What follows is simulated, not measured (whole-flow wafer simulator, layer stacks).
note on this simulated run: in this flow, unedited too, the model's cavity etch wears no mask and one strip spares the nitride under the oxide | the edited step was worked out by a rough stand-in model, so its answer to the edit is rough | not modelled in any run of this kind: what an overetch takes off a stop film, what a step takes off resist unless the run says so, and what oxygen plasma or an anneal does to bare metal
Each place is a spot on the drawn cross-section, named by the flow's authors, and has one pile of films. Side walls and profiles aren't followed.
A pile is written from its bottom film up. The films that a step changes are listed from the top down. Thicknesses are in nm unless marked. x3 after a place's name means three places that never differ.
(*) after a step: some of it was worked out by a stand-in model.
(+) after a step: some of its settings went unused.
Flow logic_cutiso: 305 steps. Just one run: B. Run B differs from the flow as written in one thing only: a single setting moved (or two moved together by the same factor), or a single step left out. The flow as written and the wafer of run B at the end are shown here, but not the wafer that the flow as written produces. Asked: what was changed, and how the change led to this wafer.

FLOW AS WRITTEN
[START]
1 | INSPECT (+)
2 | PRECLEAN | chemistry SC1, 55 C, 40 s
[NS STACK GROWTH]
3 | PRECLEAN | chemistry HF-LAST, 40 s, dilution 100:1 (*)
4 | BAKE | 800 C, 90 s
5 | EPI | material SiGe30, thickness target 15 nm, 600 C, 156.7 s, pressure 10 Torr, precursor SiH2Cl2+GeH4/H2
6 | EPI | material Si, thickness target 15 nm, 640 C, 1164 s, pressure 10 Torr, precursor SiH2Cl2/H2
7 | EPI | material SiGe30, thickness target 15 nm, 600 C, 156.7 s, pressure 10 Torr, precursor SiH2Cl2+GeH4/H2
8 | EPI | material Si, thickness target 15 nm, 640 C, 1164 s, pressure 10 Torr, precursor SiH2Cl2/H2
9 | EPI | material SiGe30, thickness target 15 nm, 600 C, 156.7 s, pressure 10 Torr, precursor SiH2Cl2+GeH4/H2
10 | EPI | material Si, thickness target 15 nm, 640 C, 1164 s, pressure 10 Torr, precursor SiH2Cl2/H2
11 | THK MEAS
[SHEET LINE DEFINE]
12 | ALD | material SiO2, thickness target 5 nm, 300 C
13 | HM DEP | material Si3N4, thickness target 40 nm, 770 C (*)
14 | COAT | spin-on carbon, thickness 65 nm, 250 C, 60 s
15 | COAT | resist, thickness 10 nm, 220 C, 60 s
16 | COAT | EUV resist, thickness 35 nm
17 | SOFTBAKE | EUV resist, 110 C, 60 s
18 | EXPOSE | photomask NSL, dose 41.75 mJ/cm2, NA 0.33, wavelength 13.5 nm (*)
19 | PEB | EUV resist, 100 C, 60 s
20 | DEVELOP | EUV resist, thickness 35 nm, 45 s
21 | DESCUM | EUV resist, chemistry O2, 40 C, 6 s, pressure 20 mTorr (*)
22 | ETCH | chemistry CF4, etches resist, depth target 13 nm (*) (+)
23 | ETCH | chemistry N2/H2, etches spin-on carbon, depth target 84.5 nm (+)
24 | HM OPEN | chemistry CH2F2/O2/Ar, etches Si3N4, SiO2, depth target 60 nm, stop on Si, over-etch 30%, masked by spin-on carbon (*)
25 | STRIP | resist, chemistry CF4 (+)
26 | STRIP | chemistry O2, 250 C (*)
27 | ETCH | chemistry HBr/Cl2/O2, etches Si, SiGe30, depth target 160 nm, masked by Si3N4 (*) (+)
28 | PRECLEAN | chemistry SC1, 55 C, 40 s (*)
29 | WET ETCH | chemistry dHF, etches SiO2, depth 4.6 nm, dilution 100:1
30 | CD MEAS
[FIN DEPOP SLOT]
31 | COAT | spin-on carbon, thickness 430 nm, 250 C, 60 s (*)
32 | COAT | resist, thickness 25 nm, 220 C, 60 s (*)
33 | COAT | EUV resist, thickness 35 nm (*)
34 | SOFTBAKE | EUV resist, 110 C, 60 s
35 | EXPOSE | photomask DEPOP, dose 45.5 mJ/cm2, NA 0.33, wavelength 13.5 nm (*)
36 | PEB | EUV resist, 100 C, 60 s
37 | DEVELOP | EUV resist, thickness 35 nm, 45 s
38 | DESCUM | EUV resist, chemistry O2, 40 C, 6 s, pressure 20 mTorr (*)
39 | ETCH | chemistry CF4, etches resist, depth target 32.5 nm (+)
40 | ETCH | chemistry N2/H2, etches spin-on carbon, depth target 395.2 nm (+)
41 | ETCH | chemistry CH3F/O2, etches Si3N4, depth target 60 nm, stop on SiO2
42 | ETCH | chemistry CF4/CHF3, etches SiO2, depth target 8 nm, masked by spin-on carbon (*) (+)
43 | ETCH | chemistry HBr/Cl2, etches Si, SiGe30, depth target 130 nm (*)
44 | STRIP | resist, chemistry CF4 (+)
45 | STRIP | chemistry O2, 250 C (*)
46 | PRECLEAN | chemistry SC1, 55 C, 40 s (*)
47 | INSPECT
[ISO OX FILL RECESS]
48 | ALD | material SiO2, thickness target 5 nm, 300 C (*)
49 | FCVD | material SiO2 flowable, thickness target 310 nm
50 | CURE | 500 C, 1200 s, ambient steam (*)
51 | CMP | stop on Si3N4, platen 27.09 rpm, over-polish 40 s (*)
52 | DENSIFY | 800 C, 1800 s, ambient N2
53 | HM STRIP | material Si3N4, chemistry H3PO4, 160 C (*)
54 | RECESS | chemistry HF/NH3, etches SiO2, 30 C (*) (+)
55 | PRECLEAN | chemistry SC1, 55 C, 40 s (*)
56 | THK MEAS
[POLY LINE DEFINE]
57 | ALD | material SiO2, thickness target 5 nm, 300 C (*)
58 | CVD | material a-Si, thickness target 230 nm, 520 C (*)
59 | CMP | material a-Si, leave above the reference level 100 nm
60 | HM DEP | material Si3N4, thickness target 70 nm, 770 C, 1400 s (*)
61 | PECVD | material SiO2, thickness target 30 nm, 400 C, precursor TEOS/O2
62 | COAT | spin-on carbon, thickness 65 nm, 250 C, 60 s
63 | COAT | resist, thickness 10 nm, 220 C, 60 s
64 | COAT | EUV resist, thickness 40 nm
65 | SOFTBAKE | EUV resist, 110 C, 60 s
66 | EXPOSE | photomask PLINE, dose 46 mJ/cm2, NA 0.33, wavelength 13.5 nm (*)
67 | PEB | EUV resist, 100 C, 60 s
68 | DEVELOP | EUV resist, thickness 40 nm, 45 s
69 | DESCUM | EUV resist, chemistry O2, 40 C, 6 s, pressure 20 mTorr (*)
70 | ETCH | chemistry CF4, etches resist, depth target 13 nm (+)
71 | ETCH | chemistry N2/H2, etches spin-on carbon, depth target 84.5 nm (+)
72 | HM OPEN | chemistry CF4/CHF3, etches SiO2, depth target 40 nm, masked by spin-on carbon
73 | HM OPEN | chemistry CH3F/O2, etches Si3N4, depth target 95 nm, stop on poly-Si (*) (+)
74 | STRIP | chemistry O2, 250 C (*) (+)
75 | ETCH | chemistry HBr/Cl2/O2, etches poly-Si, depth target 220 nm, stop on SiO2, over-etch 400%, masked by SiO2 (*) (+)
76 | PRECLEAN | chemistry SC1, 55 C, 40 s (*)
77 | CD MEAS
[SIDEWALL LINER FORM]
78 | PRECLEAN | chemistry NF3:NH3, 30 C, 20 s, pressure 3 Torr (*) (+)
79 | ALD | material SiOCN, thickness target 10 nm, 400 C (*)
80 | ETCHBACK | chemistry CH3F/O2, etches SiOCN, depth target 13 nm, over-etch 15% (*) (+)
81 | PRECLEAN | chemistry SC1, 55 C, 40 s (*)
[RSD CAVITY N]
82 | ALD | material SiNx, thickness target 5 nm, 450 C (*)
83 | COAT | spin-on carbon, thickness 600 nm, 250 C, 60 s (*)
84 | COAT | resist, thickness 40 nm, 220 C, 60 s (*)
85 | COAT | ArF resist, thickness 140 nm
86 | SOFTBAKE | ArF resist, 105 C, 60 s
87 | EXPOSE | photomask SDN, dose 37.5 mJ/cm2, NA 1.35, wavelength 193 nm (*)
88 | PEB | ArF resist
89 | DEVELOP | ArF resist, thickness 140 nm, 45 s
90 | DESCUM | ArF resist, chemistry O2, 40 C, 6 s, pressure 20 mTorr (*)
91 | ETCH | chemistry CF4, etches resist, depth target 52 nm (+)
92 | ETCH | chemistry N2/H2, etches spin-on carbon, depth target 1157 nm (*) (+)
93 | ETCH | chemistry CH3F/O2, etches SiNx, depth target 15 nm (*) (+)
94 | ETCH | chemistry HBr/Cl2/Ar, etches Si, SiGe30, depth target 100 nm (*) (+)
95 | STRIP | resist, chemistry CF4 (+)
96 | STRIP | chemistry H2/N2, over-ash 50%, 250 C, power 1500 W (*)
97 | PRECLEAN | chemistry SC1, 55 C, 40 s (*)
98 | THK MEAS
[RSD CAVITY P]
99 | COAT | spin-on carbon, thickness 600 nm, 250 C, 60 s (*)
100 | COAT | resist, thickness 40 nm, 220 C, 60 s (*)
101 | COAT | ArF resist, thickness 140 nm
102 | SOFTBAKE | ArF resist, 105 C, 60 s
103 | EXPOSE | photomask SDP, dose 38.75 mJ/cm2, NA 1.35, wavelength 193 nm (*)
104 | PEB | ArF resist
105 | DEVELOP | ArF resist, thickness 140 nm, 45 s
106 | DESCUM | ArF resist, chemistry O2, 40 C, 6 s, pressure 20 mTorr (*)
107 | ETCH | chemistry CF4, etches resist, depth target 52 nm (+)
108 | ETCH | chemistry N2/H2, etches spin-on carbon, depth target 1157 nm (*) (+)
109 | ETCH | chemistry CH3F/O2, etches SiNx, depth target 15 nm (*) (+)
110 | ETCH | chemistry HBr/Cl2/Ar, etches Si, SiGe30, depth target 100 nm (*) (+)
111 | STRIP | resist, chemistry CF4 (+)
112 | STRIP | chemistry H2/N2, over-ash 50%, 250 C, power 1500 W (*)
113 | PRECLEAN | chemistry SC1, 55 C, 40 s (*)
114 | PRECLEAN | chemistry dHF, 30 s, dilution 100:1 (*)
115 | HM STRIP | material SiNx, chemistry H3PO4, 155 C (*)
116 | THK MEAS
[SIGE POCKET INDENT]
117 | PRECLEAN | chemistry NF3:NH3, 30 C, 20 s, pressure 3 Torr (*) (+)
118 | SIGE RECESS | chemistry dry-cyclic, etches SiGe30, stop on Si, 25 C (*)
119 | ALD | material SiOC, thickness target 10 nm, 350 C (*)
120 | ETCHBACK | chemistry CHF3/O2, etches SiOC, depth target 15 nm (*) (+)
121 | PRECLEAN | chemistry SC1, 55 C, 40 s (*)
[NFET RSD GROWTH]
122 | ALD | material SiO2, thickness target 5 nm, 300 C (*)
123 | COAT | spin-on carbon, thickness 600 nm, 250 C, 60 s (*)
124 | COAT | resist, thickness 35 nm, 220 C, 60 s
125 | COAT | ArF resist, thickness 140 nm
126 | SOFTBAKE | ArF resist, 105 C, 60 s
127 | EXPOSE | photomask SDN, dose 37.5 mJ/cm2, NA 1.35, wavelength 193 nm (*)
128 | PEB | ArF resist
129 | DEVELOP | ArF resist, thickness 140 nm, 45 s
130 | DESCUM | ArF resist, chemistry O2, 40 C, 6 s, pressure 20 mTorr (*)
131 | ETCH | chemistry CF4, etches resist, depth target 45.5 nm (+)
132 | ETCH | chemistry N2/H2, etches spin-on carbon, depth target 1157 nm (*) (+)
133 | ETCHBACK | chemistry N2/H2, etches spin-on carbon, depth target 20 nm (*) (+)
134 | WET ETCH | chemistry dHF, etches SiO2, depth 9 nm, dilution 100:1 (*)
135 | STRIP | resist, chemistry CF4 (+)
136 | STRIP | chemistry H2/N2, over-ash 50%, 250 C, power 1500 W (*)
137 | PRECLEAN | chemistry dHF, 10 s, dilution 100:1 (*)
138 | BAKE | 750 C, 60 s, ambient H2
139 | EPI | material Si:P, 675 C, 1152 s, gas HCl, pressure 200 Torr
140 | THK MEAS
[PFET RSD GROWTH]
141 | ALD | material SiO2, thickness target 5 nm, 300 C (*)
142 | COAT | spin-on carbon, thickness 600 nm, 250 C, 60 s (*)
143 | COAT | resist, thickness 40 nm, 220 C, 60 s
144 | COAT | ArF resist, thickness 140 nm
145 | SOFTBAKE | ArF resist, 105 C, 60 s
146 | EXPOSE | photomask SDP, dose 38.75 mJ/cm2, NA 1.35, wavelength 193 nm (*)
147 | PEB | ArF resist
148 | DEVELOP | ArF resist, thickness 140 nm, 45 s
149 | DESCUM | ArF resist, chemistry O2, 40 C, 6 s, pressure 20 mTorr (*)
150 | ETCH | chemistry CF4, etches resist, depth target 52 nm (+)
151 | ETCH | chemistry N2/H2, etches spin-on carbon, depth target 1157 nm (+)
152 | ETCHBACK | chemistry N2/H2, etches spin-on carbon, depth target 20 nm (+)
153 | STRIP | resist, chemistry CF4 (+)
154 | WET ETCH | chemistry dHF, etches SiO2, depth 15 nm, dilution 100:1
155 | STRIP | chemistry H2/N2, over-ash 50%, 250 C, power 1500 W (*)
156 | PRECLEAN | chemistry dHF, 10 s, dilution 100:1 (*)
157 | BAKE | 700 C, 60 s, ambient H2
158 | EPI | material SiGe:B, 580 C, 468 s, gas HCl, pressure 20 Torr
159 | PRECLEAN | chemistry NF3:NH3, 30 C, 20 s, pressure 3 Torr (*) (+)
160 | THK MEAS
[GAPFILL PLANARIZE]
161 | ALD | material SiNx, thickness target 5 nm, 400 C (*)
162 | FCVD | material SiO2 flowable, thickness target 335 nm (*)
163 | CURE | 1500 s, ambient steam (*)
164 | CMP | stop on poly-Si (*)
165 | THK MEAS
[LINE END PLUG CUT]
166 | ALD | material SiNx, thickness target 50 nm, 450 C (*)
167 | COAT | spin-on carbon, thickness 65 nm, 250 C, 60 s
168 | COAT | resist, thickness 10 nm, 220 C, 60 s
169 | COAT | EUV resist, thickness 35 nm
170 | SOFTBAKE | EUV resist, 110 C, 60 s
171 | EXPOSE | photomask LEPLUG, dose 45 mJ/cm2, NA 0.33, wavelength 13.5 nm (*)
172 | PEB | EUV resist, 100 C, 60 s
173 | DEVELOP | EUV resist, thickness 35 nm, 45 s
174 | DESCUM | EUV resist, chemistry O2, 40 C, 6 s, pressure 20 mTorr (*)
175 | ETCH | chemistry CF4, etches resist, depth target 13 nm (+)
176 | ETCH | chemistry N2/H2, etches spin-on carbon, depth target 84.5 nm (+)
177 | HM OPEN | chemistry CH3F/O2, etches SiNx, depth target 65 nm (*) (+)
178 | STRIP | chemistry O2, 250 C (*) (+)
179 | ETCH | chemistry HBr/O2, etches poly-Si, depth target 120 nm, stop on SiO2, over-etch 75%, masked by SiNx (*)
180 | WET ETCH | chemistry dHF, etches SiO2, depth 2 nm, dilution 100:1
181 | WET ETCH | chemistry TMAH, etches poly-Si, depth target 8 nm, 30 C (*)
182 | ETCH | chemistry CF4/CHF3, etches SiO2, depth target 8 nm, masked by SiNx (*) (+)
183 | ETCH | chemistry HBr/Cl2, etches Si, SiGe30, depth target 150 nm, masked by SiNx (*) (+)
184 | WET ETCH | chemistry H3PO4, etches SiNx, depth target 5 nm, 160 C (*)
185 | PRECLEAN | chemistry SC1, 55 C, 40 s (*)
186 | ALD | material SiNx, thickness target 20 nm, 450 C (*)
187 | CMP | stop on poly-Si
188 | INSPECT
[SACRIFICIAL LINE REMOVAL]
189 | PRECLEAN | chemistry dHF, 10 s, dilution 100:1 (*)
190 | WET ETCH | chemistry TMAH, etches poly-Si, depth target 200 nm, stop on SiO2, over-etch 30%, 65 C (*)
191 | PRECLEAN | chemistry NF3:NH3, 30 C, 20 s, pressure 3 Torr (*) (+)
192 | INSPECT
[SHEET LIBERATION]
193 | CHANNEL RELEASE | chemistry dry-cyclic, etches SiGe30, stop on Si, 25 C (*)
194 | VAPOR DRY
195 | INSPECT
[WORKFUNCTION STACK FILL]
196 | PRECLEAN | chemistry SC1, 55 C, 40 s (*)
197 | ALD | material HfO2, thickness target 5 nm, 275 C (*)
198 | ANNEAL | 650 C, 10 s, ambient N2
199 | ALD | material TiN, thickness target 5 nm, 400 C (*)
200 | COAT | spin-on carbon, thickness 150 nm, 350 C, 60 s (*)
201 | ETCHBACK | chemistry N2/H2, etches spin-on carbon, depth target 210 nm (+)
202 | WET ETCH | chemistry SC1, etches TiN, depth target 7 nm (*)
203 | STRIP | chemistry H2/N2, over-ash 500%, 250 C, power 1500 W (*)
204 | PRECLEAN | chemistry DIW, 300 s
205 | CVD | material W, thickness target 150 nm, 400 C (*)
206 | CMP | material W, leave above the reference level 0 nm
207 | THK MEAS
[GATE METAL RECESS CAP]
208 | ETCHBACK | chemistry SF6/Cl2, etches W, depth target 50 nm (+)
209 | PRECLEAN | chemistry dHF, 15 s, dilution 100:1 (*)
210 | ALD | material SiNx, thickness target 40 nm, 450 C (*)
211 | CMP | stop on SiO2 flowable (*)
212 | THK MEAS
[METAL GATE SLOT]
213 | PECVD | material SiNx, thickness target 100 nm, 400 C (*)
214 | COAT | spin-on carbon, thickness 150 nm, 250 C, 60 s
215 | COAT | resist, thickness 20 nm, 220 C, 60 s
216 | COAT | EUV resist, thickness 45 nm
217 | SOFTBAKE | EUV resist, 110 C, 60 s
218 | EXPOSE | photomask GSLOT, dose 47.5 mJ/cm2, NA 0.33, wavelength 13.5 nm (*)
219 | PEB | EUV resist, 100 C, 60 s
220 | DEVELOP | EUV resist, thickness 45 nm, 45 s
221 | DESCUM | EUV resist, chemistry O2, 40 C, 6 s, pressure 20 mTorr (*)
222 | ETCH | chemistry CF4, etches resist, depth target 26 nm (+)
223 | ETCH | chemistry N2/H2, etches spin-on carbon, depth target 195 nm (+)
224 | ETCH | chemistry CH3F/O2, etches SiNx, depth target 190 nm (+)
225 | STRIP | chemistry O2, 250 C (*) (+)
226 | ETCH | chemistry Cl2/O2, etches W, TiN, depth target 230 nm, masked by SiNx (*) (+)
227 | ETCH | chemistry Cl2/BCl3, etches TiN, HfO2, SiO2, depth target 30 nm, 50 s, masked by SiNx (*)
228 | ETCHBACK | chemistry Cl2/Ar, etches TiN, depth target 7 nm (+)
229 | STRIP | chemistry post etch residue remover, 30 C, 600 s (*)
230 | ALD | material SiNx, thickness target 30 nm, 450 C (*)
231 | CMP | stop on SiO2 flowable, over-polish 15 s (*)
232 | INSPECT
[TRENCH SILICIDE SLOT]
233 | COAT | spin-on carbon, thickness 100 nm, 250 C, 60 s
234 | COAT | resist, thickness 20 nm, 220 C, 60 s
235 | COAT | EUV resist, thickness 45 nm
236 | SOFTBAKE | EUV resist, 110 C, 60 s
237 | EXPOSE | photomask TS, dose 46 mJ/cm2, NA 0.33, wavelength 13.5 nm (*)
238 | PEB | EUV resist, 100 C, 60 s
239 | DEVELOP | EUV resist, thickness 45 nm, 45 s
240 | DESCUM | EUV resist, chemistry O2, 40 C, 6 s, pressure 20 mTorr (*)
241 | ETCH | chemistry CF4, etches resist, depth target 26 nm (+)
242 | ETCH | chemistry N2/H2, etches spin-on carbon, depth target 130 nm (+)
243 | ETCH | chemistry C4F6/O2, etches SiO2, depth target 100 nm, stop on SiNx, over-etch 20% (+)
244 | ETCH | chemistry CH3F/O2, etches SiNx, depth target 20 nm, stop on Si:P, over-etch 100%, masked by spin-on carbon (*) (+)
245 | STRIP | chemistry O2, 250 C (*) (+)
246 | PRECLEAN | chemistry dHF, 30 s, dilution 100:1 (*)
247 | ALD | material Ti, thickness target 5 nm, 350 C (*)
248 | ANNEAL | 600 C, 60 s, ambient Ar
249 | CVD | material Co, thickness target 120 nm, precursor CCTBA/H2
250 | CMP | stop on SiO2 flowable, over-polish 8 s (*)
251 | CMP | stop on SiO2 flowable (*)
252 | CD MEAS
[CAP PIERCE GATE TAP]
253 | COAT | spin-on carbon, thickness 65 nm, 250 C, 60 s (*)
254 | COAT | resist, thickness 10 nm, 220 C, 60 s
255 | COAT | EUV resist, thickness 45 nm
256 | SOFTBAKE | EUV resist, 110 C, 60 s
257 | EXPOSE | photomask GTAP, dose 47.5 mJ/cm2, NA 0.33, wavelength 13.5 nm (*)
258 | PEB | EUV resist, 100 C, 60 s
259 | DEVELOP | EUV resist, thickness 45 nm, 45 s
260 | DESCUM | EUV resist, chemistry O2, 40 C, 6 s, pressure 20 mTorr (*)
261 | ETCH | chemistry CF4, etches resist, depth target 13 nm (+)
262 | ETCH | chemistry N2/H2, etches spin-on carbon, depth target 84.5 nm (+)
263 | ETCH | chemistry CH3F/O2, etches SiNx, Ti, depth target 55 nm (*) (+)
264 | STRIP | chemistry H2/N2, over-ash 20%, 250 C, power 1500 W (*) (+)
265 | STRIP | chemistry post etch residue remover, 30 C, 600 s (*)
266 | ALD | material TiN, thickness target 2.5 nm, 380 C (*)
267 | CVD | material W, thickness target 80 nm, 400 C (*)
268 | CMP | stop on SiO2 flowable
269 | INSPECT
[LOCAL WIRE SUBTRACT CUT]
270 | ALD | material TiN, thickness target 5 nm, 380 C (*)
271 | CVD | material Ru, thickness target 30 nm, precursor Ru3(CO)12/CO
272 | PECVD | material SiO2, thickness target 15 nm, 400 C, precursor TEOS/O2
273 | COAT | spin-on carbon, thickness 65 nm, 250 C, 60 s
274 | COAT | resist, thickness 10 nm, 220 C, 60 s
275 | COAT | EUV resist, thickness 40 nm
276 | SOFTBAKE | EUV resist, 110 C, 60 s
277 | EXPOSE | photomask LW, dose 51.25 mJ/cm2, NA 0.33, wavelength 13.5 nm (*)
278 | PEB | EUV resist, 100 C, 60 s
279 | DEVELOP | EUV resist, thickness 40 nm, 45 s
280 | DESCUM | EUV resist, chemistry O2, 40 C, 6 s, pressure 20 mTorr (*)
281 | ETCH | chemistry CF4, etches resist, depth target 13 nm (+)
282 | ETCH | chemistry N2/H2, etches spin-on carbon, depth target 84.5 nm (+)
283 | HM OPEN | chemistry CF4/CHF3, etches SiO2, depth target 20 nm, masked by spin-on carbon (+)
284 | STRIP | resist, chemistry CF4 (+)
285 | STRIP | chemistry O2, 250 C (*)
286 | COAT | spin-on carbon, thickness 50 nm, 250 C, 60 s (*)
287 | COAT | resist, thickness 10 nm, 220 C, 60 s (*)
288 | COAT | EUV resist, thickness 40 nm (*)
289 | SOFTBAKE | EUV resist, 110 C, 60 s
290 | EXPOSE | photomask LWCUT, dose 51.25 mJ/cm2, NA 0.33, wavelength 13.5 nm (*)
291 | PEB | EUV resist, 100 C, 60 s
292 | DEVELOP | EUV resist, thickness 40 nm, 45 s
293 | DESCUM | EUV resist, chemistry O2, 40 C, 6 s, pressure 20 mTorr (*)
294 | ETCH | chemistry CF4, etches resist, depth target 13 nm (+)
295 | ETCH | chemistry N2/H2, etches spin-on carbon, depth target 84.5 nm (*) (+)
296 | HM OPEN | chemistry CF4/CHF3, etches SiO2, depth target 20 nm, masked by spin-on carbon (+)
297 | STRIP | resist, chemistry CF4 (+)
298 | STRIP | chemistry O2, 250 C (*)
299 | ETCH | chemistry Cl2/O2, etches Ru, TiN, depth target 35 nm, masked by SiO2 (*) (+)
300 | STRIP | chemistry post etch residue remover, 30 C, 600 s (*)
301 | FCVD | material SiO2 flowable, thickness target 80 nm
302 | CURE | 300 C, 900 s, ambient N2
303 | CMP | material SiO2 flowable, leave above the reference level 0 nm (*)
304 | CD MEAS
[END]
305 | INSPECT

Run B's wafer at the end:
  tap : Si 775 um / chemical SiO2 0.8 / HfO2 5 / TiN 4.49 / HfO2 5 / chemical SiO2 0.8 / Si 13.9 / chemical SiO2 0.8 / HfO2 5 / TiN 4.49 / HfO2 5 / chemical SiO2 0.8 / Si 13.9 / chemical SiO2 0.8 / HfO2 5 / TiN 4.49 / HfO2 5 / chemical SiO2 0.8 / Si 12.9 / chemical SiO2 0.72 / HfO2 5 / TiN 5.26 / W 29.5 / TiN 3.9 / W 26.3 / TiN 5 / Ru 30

What caused this: step 266, ALD: thickness target 3.9 nm was run, though the flow has thickness target 2.5 nm.
One can read it off the wafer: tap has TiN 3.9, and step 266 as written asks for 2.5 nm.

How this came from the change, step by step:
  266 | ALD | material TiN, thickness target 2.5 nm, 380 C (*)
      depop, dpovl, gfld and 19 more: TiN gains 3.9 (new film) (as written it would have been: TiN gains 2.5 (new film))
  268 | CMP | stop on SiO2 flowable
      depop, dpovl, gfld and 9 more: W loses 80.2 (all of it), TiN loses 3.9 (all of it), SiNx loses 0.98 (as written it would have been: W loses 80.2 (all of it), TiN loses 2.5 (all of it), SiNx loses 0.98)
      lnr, lnri, lnrp, lnrt: W loses 80 (all of it), TiN loses 3.9 (all of it), SiOCN loses 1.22 (as written it would have been: W loses 80 (all of it), TiN loses 2.5 (all of it), SiOCN loses 1.22)
      (as well as at 5 more places)
